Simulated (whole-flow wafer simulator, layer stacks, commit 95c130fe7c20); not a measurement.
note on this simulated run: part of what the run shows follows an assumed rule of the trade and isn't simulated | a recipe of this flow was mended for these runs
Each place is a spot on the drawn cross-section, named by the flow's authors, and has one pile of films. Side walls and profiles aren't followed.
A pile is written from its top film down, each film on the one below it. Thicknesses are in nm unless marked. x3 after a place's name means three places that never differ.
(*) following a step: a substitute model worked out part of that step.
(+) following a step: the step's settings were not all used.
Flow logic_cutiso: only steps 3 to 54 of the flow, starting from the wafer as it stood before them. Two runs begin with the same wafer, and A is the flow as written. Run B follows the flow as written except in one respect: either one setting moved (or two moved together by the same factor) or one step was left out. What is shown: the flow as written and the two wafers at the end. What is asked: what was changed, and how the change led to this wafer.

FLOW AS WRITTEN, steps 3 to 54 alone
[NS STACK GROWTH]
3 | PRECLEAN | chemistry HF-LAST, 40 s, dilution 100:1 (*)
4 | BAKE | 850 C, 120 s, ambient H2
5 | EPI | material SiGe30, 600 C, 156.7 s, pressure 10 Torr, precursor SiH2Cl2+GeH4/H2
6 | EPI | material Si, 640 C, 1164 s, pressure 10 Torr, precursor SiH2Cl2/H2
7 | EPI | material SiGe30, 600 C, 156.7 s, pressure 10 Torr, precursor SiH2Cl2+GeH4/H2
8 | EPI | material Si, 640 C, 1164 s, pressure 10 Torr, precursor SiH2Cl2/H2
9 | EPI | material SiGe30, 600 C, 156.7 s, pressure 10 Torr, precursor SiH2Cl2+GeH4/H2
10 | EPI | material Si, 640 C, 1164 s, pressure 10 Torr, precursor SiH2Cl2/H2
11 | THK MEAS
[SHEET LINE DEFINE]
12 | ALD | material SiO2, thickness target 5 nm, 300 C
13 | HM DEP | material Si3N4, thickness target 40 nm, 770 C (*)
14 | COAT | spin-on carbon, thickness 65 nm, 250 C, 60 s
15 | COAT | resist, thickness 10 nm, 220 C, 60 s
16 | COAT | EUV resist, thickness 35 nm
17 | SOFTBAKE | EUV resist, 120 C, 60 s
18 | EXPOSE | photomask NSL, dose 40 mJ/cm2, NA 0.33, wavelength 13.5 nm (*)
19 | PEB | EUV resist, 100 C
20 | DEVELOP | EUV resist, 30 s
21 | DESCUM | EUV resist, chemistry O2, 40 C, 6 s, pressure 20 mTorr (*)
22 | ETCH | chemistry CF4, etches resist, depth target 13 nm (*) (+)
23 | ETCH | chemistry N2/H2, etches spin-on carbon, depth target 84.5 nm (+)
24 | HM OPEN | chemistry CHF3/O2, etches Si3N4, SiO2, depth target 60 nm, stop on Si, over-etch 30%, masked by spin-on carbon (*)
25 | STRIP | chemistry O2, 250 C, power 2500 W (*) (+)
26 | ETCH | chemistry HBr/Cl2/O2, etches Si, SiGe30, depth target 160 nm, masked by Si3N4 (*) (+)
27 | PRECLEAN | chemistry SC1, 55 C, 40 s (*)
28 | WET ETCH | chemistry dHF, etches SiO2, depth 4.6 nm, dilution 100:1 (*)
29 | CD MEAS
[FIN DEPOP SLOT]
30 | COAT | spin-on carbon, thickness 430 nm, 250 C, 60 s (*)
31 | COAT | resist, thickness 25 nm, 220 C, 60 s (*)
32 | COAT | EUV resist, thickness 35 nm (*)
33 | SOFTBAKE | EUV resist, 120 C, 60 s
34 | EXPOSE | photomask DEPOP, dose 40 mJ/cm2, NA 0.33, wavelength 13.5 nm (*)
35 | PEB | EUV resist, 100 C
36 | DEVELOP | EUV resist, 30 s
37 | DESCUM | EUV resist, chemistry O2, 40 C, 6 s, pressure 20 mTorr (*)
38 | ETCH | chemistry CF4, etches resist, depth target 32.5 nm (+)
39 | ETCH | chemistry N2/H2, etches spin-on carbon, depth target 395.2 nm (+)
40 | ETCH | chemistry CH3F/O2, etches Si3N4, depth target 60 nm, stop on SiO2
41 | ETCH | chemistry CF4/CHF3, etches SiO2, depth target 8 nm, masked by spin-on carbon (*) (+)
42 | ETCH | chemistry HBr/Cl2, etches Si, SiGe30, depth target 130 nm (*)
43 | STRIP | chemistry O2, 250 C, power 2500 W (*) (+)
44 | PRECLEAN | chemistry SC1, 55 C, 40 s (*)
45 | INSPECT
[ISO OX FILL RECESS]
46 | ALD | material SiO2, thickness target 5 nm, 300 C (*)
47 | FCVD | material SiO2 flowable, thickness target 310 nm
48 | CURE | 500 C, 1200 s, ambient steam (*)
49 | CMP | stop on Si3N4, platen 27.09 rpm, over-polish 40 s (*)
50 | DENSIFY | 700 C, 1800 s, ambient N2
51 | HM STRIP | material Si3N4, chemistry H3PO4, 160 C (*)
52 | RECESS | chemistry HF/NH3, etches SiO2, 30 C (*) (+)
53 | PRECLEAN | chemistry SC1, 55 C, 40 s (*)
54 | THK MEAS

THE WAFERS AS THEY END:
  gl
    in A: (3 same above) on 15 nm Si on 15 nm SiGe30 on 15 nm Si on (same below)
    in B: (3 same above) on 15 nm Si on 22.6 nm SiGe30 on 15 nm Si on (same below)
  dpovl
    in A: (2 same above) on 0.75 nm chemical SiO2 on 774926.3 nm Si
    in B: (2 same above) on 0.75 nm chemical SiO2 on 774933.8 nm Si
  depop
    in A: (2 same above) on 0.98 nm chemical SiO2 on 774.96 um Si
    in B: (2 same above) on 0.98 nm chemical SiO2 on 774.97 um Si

Cause: step 7, EPI: 623 C was run, though the flow has 600 C.

How this came from the change, step by step:
  7 | EPI | material SiGe30, 600 C, 156.7 s, pressure 10 Torr, precursor SiH2Cl2+GeH4/H2
      depop, dpovl, gfld and 19 more: A SiGe30 gains 15 (new film) | B SiGe30 gains 22.6 (new film)
  26 | ETCH | chemistry HBr/Cl2/O2, etches Si, SiGe30, depth target 160 nm, masked by Si3N4 (*) (+)
      dpovl, gfld, gxf, iso, isow, lnri, nsgap: A chemical SiO2 loses 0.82 (all of it), Si loses 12 (all of it), SiGe30 loses 15 (all of it), Si loses 15 (all of it), SiGe30 loses 15 (all of it), Si loses 15 (all of it), SiGe30 loses 15 (all of it), Si loses 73 | B chemical SiO2 loses 0.82 (all of it), Si loses 12 (all of it), SiGe30 loses 15 (all of it), Si loses 15 (all of it), SiGe30 loses 22.6 (all of it), Si loses 15 (all of it), SiGe30 loses 15 (all of it), Si loses 65.4
  42 | ETCH | chemistry HBr/Cl2, etches Si, SiGe30, depth target 130 nm (*)
      depop: A Si loses 13.8 (all of it), SiGe30 loses 15 (all of it), Si loses 15 (all of it), SiGe30 loses 15 (all of it), Si loses 15 (all of it), SiGe30 loses 15 (all of it), Si loses 41.2 | B Si loses 13.8 (all of it), SiGe30 loses 15 (all of it), Si loses 15 (all of it), SiGe30 loses 22.6 (all of it), Si loses 15 (all of it), SiGe30 loses 15 (all of it), Si loses 33.6
